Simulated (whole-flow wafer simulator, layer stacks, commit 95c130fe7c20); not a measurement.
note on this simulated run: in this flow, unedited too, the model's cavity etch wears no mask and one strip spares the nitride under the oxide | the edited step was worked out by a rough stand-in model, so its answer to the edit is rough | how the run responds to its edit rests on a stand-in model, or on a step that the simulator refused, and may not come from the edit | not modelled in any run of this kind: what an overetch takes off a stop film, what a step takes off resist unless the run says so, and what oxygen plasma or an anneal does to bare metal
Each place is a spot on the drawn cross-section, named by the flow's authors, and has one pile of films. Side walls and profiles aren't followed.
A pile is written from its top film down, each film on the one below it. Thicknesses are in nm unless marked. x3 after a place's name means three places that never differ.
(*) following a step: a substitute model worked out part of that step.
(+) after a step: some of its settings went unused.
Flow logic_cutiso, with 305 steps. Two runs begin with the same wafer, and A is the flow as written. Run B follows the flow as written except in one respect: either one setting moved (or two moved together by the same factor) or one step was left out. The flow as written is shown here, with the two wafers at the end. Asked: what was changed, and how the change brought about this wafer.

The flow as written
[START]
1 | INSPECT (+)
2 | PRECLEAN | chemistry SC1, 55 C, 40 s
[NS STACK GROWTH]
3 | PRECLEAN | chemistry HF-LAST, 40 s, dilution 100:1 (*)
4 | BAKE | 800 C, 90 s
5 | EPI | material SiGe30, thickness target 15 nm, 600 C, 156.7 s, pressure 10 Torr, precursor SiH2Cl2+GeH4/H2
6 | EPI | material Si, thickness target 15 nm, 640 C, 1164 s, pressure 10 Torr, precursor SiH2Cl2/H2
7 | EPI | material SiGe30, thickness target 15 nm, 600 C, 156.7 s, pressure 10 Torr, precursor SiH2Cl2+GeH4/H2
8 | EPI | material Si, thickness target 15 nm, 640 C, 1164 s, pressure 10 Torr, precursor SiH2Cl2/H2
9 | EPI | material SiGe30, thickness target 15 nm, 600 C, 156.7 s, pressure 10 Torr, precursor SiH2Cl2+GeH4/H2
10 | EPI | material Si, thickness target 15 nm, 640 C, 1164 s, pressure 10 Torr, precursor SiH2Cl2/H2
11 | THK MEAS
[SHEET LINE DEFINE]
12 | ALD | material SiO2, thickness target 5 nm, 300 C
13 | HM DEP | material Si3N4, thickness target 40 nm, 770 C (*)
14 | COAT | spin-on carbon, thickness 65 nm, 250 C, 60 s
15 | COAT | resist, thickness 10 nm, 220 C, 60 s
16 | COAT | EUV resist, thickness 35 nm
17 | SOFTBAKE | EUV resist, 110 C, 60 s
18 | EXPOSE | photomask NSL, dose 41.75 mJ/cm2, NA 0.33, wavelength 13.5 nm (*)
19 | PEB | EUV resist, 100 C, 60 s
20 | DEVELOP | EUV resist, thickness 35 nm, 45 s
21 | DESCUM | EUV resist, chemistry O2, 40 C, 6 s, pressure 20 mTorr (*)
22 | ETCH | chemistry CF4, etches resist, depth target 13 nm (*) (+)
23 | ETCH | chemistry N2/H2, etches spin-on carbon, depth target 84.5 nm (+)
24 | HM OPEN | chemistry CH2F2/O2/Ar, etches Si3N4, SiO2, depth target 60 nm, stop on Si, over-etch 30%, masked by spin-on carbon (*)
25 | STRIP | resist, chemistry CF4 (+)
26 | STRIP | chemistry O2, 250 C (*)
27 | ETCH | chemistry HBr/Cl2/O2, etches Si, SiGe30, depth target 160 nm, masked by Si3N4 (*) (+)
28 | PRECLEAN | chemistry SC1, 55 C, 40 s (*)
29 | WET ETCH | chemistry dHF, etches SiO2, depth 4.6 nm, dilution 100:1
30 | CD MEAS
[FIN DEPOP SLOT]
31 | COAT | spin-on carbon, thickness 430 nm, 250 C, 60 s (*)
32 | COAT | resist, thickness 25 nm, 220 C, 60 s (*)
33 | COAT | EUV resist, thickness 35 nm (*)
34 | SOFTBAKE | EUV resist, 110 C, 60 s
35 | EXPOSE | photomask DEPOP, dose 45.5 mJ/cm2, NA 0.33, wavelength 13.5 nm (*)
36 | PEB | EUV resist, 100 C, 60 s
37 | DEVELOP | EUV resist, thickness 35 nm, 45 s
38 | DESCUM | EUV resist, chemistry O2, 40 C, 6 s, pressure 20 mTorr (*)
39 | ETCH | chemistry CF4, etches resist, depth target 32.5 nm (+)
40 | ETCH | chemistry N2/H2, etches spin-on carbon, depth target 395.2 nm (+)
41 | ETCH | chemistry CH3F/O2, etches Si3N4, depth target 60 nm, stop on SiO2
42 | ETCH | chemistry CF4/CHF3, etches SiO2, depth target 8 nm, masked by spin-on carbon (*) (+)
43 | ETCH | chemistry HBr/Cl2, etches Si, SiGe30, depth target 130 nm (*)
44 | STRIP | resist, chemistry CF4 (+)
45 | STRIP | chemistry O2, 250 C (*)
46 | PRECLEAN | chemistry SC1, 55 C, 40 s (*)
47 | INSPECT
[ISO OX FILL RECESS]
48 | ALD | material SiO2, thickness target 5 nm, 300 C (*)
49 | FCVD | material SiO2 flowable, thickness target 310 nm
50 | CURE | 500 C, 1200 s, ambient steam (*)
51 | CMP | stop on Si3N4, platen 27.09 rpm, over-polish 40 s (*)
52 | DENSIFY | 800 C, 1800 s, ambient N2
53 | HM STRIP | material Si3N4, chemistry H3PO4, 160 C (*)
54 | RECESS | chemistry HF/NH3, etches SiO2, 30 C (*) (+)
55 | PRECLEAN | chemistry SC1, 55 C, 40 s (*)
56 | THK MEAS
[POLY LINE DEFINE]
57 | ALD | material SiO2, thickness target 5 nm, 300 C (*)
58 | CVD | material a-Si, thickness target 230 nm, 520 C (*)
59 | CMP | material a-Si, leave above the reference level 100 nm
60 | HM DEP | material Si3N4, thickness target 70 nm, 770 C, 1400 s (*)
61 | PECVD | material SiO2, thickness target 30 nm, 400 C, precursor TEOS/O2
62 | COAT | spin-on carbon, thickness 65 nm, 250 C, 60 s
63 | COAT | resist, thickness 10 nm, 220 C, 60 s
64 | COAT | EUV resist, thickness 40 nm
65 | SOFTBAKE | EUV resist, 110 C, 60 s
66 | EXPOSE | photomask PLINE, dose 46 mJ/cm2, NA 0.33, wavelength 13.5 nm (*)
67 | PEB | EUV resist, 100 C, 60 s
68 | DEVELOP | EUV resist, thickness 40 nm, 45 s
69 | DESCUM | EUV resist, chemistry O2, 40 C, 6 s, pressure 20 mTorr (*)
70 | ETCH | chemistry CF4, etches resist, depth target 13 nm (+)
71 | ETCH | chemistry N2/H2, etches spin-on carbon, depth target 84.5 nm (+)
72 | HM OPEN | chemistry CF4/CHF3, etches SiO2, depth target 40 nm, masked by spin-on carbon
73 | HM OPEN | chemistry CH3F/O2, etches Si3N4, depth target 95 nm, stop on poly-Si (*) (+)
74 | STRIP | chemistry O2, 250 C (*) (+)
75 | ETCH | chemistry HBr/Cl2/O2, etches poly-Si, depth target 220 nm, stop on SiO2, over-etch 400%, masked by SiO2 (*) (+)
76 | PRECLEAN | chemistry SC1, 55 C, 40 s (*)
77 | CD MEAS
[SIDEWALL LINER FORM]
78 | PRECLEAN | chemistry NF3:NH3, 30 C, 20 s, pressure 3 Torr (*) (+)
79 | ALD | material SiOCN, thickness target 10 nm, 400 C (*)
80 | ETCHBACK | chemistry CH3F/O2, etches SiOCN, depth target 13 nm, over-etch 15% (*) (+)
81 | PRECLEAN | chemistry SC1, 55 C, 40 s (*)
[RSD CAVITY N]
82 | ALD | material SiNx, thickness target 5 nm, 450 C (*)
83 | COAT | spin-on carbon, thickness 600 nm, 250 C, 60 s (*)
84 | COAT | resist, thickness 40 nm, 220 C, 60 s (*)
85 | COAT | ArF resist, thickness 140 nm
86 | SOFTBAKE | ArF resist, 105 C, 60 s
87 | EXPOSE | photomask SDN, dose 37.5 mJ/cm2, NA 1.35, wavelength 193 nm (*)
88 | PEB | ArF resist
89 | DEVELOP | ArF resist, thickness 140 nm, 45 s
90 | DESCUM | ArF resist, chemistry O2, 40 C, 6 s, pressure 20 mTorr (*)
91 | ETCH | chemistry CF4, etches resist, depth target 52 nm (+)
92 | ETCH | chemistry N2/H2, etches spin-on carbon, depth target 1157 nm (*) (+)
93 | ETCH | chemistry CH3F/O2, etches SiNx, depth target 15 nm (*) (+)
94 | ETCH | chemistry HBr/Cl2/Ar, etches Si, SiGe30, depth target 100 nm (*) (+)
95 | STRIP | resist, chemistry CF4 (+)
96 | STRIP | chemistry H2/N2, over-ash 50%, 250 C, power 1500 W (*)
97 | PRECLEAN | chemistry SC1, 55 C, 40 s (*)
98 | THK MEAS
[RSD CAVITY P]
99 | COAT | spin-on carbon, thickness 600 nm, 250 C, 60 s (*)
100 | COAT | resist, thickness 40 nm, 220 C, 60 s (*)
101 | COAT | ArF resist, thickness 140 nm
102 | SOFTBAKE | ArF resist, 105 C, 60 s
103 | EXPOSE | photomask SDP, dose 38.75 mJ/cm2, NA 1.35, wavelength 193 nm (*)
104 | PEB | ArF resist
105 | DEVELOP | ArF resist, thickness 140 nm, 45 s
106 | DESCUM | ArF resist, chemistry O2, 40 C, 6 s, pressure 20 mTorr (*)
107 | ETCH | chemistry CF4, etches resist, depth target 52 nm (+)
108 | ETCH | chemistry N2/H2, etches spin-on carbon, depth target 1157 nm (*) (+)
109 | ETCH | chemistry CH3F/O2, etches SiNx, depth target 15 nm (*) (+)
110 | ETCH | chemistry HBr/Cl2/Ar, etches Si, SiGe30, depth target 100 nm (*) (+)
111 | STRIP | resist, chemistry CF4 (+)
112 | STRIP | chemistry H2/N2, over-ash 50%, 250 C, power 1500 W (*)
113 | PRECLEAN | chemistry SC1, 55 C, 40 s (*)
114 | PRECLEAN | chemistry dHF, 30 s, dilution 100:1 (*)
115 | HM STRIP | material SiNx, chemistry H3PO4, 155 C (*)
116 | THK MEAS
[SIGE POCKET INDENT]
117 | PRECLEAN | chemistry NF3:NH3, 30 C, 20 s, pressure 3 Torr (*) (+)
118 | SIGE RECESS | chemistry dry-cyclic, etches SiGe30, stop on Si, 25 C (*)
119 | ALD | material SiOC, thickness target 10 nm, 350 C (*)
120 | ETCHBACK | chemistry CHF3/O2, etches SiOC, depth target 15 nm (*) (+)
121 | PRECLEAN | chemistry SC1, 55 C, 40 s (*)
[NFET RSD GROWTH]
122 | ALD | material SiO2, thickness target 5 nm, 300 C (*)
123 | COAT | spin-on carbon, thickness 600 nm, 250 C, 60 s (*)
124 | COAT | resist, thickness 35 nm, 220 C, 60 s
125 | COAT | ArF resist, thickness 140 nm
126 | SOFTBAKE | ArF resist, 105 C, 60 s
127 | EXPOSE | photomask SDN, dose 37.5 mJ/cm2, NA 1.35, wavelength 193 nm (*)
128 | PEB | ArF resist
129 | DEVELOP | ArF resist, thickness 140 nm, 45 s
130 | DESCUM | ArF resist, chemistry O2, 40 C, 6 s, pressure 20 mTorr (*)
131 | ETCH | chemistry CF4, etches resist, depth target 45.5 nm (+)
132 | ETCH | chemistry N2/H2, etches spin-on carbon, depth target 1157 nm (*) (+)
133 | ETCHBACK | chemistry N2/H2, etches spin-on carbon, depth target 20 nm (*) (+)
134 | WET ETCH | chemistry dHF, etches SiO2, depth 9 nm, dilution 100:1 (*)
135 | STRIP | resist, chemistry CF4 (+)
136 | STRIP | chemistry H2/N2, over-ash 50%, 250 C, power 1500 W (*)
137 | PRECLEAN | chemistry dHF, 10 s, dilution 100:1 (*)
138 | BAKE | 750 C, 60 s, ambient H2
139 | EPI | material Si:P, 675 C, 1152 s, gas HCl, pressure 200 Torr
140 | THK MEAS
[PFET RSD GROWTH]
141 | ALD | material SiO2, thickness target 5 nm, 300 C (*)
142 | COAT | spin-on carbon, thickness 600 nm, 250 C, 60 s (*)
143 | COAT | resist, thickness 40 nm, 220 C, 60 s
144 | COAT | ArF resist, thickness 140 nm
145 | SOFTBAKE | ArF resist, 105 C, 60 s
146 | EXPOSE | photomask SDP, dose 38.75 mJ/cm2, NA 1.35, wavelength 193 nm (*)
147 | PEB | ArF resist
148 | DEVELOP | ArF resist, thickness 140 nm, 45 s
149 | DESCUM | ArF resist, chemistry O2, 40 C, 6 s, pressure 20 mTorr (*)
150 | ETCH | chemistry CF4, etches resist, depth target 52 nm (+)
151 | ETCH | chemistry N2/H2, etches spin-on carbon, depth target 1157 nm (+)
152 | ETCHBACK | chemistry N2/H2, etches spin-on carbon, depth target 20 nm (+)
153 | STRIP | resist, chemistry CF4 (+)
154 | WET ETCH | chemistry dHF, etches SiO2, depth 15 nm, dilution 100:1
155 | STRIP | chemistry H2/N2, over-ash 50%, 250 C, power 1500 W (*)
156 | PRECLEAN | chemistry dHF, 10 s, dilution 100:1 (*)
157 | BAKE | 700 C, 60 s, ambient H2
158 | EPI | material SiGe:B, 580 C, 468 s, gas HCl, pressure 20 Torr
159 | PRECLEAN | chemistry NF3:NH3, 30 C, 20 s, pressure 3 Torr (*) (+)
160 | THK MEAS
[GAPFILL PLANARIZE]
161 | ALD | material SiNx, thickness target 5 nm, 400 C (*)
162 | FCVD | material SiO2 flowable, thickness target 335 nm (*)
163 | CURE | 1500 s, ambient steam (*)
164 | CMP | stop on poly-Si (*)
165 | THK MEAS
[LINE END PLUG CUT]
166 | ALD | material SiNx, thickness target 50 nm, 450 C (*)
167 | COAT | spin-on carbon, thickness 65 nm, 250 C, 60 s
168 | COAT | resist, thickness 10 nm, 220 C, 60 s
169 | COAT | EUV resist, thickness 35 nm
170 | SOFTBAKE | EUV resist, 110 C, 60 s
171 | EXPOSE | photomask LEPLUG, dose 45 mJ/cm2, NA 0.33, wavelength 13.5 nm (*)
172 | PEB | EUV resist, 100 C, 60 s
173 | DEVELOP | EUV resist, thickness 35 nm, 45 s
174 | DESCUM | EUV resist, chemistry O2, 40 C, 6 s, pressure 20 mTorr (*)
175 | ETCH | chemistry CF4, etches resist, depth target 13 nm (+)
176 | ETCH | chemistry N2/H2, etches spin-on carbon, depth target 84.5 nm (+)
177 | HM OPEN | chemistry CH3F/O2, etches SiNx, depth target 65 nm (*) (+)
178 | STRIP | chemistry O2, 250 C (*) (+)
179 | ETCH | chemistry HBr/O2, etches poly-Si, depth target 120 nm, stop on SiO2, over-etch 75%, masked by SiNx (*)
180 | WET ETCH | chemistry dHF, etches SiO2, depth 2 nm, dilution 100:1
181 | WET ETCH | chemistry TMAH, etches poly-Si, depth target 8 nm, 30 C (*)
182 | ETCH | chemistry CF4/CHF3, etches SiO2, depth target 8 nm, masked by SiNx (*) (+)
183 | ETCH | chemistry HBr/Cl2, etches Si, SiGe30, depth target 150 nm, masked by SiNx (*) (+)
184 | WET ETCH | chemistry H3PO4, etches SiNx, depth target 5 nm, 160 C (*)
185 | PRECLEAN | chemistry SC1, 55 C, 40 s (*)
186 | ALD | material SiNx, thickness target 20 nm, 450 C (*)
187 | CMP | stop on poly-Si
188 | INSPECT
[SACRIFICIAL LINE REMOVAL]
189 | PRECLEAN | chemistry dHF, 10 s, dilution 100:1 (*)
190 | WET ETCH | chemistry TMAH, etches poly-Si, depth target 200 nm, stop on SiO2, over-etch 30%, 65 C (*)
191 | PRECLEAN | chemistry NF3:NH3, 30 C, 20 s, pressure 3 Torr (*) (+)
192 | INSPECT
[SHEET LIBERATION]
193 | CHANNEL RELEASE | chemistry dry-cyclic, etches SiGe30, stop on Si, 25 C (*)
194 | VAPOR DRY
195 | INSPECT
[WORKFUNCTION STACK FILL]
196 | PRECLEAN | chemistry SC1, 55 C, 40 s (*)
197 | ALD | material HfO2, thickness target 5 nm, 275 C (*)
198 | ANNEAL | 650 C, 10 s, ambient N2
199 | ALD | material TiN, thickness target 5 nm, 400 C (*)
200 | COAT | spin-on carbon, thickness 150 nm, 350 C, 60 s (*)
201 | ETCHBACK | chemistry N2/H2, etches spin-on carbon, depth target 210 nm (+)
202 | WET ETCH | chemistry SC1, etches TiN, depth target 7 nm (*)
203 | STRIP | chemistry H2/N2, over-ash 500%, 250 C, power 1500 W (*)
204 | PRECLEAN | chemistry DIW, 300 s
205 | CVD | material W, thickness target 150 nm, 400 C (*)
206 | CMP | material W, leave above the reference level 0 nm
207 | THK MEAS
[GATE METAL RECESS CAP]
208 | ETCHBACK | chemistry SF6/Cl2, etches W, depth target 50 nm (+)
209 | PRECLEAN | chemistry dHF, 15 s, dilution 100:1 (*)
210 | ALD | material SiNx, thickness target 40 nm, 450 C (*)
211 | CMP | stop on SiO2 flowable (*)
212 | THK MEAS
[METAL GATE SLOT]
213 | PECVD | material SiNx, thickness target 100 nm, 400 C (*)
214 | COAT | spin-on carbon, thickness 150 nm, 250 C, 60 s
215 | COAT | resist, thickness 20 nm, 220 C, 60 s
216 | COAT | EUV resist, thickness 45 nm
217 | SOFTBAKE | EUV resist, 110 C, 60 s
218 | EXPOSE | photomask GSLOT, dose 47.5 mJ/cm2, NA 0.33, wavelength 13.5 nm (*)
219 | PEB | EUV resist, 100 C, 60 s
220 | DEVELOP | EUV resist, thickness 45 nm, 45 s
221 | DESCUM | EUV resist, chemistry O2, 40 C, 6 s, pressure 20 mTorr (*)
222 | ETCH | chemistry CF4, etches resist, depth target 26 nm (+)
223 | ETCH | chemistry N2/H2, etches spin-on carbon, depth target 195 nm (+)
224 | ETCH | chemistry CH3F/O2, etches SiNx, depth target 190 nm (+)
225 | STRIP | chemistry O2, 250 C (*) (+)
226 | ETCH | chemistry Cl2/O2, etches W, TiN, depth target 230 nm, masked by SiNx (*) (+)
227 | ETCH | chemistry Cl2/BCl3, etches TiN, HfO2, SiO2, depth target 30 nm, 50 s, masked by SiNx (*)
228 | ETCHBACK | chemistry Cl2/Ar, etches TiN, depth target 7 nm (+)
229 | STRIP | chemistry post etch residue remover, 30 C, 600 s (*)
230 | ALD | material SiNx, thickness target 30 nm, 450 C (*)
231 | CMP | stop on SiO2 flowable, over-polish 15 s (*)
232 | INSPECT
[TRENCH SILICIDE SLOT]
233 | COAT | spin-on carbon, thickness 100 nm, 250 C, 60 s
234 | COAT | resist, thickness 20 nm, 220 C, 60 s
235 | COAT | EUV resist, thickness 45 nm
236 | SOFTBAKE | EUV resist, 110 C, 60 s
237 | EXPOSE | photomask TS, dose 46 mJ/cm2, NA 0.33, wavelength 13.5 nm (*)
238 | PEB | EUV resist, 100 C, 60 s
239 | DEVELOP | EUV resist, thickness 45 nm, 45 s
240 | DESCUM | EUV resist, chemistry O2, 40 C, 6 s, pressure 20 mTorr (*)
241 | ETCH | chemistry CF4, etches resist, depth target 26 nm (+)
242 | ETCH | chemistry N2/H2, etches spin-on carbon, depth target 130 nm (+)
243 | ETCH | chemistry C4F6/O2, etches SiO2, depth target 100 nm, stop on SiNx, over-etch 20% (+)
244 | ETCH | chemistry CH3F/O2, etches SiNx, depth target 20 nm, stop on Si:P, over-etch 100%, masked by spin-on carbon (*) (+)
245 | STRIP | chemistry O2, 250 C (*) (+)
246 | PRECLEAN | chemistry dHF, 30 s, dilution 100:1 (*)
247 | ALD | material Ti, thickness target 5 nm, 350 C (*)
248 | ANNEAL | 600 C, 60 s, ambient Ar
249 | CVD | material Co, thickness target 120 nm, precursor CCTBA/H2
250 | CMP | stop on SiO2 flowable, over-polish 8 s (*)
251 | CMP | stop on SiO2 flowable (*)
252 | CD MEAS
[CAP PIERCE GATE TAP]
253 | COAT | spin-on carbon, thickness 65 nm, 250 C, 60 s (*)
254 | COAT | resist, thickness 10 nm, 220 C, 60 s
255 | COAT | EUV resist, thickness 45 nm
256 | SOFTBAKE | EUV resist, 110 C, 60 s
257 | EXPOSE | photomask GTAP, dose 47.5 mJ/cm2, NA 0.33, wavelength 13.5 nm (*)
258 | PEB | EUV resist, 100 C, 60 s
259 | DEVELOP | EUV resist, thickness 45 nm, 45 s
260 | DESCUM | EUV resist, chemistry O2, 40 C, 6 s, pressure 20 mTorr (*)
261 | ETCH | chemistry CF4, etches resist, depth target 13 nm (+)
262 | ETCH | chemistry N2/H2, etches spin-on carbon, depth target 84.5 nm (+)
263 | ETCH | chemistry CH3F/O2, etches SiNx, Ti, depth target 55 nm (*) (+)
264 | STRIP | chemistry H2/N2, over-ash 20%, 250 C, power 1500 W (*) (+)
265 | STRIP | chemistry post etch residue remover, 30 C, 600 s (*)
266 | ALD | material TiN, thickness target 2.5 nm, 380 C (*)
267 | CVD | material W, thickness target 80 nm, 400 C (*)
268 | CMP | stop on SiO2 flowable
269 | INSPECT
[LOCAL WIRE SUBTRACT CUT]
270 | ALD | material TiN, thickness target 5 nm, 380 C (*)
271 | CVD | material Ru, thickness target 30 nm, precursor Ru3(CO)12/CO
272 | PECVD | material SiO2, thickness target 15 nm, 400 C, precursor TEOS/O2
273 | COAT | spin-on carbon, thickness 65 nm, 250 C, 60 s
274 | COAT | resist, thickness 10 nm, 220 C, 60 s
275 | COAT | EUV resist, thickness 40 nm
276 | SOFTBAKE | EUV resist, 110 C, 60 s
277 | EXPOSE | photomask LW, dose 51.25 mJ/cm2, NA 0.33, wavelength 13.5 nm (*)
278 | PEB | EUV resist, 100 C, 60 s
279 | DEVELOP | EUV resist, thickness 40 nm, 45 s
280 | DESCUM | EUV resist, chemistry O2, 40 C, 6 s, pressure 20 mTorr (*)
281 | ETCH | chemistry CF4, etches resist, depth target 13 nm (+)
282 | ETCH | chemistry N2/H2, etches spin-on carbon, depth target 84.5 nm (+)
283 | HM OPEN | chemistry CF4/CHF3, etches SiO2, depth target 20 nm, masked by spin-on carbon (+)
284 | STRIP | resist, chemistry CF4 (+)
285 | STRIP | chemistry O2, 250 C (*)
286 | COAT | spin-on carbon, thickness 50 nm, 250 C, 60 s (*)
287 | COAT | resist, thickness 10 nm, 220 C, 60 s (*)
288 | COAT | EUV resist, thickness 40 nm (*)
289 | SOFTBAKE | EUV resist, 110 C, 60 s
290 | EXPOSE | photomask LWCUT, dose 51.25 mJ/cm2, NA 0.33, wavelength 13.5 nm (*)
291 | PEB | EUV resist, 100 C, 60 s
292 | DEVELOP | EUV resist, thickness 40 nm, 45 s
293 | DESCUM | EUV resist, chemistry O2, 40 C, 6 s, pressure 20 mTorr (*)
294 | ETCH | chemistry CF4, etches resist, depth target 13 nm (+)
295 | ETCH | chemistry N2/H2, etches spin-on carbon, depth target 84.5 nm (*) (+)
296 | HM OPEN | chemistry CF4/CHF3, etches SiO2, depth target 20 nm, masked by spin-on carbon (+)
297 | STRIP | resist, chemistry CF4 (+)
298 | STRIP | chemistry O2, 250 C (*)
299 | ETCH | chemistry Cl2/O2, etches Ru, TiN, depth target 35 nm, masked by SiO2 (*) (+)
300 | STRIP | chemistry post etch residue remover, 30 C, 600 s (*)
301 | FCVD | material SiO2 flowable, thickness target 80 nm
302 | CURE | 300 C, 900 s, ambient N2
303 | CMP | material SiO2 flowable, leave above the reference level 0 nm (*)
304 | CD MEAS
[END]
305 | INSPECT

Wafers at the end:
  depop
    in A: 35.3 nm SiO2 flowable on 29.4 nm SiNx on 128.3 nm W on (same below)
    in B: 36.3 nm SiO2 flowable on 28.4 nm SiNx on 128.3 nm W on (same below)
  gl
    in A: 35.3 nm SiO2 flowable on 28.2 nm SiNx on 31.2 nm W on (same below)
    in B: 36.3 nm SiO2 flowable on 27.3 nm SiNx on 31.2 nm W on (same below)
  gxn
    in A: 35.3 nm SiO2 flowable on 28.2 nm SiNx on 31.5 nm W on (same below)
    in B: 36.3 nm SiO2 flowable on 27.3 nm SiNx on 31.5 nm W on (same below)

What caused this: step 299, ETCH: depth target 49.9 nm was run, while the flow as written has depth target 35 nm.

The path from the change to this, step by step:
  299 | ETCH | chemistry Cl2/O2, etches Ru, TiN, depth target 35 nm, masked by SiO2 (*) (+)
      depop, dpovl, gfld and 9 more: A -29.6 Ru (all of it), -5 TiN (all of it) | B -29.6 Ru (all of it), -5 TiN (all of it), -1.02 SiNx
      iso, rsdx: A -29.6 Ru (all of it), -5 TiN (all of it) | B -29.6 Ru (all of it), -5 TiN (all of it), -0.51 SiO2 flowable
      (and at 1 other place as well)
  303 | CMP | material SiO2 flowable, leave above the reference level 0 nm (*)
      depop, dpovl, isow, ns, nsgap: A -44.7 SiO2 flowable | B -43.7 SiO2 flowable
